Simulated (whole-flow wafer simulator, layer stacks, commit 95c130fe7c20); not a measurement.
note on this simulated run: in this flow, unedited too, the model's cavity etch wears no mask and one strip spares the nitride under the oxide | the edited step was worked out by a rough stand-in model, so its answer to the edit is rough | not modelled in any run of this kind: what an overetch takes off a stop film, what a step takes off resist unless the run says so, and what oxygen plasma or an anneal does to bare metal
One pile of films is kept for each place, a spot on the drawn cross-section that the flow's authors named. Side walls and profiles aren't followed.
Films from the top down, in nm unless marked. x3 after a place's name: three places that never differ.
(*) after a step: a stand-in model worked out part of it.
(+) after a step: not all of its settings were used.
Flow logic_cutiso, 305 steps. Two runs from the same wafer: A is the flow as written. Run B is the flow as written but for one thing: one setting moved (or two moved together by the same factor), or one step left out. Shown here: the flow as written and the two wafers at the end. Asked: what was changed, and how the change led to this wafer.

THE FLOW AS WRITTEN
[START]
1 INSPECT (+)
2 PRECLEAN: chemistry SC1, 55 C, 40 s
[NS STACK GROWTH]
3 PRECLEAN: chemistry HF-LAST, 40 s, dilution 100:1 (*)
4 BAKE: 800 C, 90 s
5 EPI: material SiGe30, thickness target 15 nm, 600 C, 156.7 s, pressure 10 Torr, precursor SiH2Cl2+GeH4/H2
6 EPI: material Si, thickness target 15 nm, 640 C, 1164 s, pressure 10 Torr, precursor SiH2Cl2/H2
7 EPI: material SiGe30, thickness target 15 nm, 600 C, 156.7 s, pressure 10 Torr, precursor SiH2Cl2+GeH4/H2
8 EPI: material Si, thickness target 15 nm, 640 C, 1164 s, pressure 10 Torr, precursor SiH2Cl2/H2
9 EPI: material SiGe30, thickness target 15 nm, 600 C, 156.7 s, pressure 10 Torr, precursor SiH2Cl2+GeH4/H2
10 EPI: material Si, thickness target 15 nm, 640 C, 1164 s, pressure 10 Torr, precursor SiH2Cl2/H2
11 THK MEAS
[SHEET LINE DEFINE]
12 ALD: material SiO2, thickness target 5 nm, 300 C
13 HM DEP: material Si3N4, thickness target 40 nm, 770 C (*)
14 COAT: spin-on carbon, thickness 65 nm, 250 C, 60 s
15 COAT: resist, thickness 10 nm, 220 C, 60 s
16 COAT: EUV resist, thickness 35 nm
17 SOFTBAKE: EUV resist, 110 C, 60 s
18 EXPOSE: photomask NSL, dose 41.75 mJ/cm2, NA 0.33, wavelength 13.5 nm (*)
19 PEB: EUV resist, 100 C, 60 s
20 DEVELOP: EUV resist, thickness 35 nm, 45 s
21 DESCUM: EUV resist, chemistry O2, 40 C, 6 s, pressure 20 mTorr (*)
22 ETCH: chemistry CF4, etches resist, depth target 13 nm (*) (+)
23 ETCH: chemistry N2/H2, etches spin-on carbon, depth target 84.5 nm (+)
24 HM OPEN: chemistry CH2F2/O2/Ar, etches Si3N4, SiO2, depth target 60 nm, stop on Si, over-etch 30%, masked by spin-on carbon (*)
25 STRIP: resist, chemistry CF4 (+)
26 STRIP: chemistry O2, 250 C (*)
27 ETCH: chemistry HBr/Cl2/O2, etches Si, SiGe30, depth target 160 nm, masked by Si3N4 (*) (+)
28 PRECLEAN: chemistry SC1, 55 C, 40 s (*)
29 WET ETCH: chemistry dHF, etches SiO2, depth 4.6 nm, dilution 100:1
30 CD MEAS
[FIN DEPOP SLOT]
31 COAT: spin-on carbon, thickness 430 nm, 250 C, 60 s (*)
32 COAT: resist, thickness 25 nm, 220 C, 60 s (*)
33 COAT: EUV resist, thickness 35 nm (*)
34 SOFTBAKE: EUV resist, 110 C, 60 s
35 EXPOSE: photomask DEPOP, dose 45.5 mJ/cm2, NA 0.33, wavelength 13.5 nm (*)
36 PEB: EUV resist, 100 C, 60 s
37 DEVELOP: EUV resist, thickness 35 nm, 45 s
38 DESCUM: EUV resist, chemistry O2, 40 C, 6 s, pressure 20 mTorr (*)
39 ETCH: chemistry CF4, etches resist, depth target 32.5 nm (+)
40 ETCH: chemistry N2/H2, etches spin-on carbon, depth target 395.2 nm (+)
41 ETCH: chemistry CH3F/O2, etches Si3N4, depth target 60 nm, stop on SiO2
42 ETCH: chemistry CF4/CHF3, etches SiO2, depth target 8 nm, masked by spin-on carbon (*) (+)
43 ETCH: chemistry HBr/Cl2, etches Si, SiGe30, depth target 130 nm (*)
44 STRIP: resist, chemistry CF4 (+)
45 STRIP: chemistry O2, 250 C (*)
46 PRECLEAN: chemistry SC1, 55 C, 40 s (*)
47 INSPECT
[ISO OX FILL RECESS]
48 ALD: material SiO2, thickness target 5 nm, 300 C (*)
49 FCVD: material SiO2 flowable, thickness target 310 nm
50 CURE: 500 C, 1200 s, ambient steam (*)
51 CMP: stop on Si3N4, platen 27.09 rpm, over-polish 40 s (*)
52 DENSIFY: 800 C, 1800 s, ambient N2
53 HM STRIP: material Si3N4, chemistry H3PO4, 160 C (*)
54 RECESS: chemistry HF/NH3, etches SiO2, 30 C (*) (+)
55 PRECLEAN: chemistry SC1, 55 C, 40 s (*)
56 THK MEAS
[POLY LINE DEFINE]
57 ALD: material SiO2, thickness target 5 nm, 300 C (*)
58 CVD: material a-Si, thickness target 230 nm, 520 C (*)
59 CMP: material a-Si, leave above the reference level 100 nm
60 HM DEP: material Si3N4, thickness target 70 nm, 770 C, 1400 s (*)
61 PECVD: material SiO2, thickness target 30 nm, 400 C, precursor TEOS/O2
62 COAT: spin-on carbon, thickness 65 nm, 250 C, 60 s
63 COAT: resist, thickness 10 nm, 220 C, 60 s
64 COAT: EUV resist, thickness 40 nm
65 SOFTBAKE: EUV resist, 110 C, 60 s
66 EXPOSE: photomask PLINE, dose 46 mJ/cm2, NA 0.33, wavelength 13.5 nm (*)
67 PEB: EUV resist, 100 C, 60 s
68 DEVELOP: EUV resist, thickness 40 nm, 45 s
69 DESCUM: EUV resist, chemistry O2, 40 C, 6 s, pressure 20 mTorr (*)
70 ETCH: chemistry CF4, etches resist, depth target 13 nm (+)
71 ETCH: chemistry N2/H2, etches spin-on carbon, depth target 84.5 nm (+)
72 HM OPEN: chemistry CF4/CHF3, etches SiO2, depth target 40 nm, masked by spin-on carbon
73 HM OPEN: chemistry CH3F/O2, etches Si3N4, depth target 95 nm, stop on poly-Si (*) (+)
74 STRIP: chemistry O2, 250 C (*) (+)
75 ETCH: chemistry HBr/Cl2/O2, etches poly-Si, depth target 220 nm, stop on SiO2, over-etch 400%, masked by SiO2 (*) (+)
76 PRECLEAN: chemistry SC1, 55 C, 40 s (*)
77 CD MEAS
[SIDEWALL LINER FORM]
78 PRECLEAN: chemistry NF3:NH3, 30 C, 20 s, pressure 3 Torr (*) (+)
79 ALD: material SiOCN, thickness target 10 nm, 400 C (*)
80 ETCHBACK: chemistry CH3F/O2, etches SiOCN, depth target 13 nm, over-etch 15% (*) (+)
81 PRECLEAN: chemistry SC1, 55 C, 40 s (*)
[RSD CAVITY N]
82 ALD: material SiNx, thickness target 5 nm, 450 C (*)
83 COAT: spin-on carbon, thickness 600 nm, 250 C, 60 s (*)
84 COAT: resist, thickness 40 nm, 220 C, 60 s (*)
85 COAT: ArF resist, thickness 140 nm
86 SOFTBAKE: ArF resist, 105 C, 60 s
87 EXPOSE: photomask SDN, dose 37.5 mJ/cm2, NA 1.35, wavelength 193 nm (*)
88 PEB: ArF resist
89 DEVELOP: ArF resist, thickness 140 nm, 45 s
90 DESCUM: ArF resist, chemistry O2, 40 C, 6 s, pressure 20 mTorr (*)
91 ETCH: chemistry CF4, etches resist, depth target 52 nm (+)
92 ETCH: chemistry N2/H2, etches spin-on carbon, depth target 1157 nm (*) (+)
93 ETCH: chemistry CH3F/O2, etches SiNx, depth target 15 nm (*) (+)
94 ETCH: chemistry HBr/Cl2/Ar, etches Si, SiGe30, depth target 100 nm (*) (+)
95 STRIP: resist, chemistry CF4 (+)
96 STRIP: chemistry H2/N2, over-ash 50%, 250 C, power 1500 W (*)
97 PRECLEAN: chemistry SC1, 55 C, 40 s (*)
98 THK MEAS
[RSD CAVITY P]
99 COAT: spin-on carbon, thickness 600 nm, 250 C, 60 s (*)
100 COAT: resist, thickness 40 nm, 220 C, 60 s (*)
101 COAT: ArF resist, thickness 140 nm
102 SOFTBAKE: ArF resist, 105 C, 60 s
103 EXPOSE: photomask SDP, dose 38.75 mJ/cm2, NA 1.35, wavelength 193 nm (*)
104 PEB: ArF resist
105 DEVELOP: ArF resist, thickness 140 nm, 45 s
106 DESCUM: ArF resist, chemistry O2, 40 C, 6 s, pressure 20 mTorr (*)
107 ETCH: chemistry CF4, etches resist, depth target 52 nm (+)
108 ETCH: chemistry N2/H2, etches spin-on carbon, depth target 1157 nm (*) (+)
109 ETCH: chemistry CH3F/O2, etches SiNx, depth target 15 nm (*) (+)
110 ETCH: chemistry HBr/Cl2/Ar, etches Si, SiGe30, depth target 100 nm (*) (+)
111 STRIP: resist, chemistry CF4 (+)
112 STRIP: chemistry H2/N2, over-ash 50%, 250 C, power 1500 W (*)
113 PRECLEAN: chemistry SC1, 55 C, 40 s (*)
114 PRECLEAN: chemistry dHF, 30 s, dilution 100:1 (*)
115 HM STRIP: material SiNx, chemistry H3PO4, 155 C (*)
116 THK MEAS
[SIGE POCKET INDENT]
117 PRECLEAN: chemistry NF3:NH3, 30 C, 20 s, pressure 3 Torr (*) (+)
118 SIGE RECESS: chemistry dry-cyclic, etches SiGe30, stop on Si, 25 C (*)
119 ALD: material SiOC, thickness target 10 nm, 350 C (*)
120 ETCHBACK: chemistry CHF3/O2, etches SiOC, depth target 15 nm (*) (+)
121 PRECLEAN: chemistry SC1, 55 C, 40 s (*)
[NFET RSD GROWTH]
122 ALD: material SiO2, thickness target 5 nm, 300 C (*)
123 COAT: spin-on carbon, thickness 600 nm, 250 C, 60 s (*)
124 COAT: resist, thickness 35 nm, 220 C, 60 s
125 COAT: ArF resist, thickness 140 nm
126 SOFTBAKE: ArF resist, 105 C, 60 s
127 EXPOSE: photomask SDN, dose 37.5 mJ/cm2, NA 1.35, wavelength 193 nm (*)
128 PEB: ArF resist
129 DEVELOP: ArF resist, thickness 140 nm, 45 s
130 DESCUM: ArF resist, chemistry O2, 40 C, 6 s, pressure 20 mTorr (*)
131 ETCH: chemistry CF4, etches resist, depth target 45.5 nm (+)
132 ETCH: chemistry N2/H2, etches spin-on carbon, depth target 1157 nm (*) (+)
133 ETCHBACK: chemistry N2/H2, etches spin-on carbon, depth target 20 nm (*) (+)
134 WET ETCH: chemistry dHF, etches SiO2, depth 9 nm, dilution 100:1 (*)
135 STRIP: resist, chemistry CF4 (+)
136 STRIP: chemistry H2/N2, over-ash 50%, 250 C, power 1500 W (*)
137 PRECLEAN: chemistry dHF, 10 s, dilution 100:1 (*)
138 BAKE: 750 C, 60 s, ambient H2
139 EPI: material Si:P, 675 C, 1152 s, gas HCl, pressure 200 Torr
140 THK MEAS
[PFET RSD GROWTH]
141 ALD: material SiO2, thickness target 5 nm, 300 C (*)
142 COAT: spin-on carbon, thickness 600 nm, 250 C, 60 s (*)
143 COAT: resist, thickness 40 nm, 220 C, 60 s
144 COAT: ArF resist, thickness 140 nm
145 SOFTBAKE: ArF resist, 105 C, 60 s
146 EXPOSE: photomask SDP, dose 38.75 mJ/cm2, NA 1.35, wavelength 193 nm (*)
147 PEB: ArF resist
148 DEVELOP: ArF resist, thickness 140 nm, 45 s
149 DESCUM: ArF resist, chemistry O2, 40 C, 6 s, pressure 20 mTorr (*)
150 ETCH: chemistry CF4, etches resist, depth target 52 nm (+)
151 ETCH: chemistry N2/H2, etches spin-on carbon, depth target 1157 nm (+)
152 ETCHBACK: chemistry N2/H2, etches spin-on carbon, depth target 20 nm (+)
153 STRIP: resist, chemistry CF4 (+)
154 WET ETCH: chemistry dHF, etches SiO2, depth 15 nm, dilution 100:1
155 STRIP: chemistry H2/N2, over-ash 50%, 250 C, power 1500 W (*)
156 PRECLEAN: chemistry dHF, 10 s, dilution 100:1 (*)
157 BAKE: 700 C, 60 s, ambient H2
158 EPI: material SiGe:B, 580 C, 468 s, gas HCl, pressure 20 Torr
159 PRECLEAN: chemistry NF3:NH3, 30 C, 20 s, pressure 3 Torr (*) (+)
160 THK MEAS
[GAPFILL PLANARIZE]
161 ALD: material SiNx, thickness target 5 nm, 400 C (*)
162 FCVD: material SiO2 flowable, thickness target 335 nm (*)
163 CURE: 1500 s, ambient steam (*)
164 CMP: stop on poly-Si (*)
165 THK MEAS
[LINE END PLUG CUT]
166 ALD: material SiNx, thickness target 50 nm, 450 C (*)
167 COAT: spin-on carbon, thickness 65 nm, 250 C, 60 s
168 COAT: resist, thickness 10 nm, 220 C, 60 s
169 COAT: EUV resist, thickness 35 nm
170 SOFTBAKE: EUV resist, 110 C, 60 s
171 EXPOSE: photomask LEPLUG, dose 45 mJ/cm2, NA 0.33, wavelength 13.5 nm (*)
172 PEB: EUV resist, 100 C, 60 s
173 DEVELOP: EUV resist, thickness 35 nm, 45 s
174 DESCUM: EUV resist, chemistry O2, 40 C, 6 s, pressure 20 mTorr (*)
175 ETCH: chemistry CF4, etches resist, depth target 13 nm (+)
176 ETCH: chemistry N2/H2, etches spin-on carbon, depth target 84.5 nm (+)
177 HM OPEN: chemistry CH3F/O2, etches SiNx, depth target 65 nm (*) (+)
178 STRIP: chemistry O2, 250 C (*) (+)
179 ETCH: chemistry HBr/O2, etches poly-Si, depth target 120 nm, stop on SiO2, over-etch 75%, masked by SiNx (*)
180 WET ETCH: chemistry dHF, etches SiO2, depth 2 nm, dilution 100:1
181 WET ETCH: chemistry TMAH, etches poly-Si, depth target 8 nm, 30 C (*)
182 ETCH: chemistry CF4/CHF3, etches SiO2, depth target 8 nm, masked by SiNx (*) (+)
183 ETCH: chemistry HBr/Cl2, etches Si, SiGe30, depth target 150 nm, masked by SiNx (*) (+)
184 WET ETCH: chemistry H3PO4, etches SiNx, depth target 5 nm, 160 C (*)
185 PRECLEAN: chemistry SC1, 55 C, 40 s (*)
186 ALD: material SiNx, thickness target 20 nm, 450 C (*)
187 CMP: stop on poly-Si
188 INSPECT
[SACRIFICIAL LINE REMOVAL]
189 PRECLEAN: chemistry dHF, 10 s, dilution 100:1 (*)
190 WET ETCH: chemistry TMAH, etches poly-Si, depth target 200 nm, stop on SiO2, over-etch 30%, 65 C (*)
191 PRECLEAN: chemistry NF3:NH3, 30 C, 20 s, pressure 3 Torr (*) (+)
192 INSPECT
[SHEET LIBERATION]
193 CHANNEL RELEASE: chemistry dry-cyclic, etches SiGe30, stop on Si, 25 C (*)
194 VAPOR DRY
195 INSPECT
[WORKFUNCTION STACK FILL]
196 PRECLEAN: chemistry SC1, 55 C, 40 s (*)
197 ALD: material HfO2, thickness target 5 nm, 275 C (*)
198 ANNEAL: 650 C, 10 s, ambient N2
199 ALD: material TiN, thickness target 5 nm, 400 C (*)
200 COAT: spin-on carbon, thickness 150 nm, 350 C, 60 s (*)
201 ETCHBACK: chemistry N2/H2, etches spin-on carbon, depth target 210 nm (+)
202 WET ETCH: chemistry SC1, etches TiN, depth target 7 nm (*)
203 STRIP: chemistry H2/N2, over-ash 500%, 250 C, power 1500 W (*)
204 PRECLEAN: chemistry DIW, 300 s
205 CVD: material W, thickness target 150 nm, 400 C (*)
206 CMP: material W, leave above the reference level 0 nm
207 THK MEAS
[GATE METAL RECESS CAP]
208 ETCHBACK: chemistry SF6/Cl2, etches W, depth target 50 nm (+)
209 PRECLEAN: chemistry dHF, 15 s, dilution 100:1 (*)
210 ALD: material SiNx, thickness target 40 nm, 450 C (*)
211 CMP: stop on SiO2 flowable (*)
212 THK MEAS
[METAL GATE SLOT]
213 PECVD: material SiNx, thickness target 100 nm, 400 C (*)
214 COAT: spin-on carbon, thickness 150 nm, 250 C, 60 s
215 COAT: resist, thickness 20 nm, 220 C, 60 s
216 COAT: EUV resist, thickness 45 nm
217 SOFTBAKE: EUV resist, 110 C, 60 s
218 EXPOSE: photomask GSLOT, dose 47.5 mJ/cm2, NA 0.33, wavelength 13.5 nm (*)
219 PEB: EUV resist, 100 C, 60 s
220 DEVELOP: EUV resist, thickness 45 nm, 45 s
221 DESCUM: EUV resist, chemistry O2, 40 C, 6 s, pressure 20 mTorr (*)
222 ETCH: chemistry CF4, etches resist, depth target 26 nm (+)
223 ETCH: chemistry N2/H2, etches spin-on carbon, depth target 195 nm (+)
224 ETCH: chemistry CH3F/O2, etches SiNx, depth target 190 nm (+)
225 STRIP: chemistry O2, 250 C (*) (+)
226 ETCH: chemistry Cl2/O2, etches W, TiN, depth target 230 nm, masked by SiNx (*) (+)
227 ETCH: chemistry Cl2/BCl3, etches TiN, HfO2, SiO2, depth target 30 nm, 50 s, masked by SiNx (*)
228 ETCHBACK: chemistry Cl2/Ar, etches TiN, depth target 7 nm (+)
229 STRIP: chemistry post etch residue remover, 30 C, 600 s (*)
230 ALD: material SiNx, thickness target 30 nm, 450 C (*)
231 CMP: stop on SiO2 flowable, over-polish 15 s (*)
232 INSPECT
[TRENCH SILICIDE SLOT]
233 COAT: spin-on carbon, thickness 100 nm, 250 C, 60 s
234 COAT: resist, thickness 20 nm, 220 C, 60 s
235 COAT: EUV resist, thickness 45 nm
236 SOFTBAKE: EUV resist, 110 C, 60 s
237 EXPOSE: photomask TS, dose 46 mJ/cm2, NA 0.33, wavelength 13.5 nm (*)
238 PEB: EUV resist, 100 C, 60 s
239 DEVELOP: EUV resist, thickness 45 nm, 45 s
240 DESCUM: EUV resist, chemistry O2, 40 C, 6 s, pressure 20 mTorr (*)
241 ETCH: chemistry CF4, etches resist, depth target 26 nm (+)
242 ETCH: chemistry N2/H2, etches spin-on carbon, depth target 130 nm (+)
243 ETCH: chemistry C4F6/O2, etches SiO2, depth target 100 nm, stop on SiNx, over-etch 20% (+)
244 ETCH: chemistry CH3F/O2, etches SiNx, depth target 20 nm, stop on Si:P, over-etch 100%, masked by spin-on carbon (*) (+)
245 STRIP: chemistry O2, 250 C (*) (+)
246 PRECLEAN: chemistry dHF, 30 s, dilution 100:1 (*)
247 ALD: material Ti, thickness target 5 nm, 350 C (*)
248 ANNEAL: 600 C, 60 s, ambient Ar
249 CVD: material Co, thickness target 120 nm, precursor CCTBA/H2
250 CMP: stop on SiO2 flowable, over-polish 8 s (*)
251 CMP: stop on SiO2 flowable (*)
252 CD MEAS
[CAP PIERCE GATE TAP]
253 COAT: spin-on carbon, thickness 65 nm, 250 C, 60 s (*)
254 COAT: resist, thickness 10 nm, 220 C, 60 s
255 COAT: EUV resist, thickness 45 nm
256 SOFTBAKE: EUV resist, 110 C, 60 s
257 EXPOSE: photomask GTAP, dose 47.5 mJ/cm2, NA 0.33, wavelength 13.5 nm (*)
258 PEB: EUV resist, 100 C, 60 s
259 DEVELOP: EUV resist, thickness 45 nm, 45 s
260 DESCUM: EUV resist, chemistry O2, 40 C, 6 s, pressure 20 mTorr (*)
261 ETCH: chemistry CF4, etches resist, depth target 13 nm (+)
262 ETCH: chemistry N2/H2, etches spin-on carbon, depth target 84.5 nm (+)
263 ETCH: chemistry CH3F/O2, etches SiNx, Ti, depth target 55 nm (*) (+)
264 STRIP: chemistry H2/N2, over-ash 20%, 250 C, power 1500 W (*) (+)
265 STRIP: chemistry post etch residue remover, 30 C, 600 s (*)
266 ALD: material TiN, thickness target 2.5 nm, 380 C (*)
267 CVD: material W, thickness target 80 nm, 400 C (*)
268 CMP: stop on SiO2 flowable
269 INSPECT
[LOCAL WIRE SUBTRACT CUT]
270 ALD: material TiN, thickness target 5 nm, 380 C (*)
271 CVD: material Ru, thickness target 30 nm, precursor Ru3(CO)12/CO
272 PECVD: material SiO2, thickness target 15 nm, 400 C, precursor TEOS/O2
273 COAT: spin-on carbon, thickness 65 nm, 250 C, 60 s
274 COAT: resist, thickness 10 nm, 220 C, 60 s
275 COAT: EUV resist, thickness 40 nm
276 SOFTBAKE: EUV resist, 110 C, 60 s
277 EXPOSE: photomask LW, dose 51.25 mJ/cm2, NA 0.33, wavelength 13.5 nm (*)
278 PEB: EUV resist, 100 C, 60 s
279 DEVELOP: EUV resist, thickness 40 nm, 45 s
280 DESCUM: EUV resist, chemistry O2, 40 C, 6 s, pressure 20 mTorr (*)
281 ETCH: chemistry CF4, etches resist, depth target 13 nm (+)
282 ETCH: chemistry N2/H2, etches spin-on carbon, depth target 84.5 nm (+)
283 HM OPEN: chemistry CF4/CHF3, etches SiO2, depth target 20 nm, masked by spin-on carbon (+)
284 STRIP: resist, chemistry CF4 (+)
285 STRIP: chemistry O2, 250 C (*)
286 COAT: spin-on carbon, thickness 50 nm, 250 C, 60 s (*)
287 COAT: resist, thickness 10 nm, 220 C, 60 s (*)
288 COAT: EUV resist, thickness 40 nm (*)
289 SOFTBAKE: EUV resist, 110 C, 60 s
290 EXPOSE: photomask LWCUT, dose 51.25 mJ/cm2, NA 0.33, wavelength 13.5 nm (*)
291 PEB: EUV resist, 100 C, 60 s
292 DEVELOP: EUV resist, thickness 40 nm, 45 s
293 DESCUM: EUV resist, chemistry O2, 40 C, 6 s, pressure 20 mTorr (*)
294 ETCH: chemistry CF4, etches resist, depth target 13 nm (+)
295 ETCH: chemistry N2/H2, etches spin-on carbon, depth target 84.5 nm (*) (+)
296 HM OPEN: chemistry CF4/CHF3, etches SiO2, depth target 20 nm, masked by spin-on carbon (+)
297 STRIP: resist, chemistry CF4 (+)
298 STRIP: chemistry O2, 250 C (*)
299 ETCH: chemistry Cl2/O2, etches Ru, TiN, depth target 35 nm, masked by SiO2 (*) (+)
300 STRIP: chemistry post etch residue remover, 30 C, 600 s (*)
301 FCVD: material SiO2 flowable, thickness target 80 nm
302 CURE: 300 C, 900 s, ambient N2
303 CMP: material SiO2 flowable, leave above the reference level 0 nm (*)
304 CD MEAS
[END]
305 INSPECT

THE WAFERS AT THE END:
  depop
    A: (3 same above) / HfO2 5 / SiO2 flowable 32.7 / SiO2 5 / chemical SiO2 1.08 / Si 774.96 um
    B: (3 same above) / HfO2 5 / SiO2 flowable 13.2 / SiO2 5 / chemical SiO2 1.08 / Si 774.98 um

The cause: step 43, ETCH: depth target 110.5 nm was run, where the flow has depth target 130 nm.

How the change led to this, step by step:
  43 ETCH: chemistry HBr/Cl2, etches Si, SiGe30, depth target 130 nm (*)
      dpovl, gl, glp and 16 more: A spin-on carbon -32 | B spin-on carbon -28.1
      depop: A Si -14 (all of it), SiGe30 -15 (all of it), Si -15 (all of it), SiGe30 -15 (all of it), Si -15 (all of it), SiGe30 -15 (all of it), Si -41 | B Si -14 (all of it), SiGe30 -15 (all of it), Si -15 (all of it), SiGe30 -15 (all of it), Si -15 (all of it), SiGe30 -15 (all of it), Si -21.5
      (and at 2 more places)
  45 STRIP: chemistry O2, 250 C (*)
      dpovl: A chemical SiO2 +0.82 (new film), spin-on carbon -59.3 (all of it), Si -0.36 | B chemical SiO2 +0.82 (new film), spin-on carbon -63.2 (all of it), Si -0.36
  49 FCVD: material SiO2 flowable, thickness target 310 nm
      depop: A SiO2 flowable +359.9 (new film) | B SiO2 flowable +342.4 (new film)
